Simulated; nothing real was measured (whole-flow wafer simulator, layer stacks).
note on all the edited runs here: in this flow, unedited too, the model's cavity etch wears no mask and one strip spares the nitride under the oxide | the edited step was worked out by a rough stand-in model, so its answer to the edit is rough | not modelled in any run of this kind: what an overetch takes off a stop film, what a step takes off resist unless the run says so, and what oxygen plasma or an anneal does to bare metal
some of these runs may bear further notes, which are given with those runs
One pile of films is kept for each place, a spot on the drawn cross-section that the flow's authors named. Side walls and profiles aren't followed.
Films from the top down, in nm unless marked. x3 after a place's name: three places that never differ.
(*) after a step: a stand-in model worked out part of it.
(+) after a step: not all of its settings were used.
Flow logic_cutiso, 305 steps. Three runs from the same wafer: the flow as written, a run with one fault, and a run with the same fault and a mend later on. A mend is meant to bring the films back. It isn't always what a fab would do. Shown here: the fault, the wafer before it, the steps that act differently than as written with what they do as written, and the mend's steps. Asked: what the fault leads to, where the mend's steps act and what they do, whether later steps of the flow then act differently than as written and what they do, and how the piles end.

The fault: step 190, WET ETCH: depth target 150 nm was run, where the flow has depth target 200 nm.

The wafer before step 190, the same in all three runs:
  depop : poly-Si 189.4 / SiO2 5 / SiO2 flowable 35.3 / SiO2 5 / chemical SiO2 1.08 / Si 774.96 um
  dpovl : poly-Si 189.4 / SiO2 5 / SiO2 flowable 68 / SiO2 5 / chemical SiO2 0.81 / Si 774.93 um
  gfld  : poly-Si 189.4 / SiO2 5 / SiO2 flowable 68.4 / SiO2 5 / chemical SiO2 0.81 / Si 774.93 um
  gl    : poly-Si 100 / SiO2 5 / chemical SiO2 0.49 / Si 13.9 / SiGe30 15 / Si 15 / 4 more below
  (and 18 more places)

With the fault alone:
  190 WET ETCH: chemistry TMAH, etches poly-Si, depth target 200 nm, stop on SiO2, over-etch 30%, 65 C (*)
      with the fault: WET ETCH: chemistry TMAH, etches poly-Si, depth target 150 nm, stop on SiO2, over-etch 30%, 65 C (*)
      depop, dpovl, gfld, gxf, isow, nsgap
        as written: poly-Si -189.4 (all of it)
        with the fault: poly-Si -150
  Later steps of the flow that act differently than as written (1 more step differs only slightly, by at most 2% or 0.5 nm, whichever is larger, and isn't shown):
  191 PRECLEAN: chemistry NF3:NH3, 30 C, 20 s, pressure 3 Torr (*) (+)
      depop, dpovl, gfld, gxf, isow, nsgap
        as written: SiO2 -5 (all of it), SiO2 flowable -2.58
        with the fault: nothing
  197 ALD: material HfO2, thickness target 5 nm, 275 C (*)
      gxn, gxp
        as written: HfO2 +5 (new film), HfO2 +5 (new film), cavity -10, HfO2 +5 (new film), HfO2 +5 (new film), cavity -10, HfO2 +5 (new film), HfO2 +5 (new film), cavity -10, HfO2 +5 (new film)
        with the fault: HfO2 +5 (new film), HfO2 +5 (new film), cavity -10, HfO2 +5 (new film), HfO2 +5 (new film), cavity -10, HfO2 +5 (new film), HfO2 +14.5 (new film), cavity -14.5 (all of it)
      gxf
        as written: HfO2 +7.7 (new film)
        with the fault: HfO2 +5 (new film)
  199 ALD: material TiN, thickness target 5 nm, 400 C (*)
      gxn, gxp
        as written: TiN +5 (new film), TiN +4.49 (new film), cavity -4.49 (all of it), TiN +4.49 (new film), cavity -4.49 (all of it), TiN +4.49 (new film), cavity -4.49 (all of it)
        with the fault: TiN +5 (new film), TiN +4.49 (new film), cavity -4.49 (all of it), TiN +4.49 (new film), cavity -4.49 (all of it)
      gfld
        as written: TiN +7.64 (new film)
        with the fault: TiN +5 (new film)
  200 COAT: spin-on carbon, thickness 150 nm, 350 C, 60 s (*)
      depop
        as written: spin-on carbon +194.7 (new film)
        with the fault: spin-on carbon +171.7 (new film)
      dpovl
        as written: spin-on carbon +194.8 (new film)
        with the fault: spin-on carbon +171.7 (new film)
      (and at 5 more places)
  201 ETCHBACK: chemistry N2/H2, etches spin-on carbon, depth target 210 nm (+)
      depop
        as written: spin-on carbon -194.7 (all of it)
        with the fault: spin-on carbon -171.7 (all of it)
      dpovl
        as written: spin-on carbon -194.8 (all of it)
        with the fault: spin-on carbon -171.7 (all of it)
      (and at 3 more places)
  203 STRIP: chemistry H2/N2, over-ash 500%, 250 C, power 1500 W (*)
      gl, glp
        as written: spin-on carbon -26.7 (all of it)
        with the fault: spin-on carbon -27.7 (all of it)
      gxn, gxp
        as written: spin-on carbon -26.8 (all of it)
        with the fault: spin-on carbon -27.8 (all of it)
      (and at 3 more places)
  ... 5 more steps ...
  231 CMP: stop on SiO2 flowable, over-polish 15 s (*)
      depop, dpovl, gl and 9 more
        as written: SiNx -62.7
        with the fault: SiNx -74.5
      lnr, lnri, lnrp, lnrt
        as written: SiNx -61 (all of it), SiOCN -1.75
        with the fault: SiNx -72.8 (all of it), SiOCN -1.75
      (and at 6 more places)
  At the end the piles differ from the flow's by more than 2% or 0.5 nm, whichever is larger, at depop, dpovl, gfld, gxf, gxn, gxp, isow, nsgap.
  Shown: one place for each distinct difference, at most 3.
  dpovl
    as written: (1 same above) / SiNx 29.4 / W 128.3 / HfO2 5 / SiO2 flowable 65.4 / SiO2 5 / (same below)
    with the fault: (1 same above) / SiNx 29.4 / W 81 / HfO2 5 / chemical SiO2 0.49 / poly-Si 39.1 / SiO2 5 / SiO2 flowable 68 / SiO2 5 / (same below)
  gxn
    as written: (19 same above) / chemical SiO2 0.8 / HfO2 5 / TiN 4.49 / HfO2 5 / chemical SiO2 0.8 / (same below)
    with the fault: (19 same above) / chemical SiO2 0.8 / HfO2 14.5 / chemical SiO2 0.8 / (same below)
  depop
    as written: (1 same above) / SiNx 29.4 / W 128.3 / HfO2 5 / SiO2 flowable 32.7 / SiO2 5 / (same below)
    with the fault: (1 same above) / SiNx 29.4 / W 81 / HfO2 5 / chemical SiO2 0.49 / poly-Si 39.1 / SiO2 5 / SiO2 flowable 35.3 / SiO2 5 / (same below)

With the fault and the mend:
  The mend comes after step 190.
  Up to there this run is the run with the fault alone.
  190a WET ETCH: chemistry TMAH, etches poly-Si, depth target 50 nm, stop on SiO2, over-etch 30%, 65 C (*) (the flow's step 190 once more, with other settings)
      depop, dpovl, gfld, gxf, isow, nsgap
        poly-Si -39.4 (all of it)
  No later step of the flow acts differently than as written at any place that is followed.
  At the end the piles are the same as the flow's at every place that both follow.
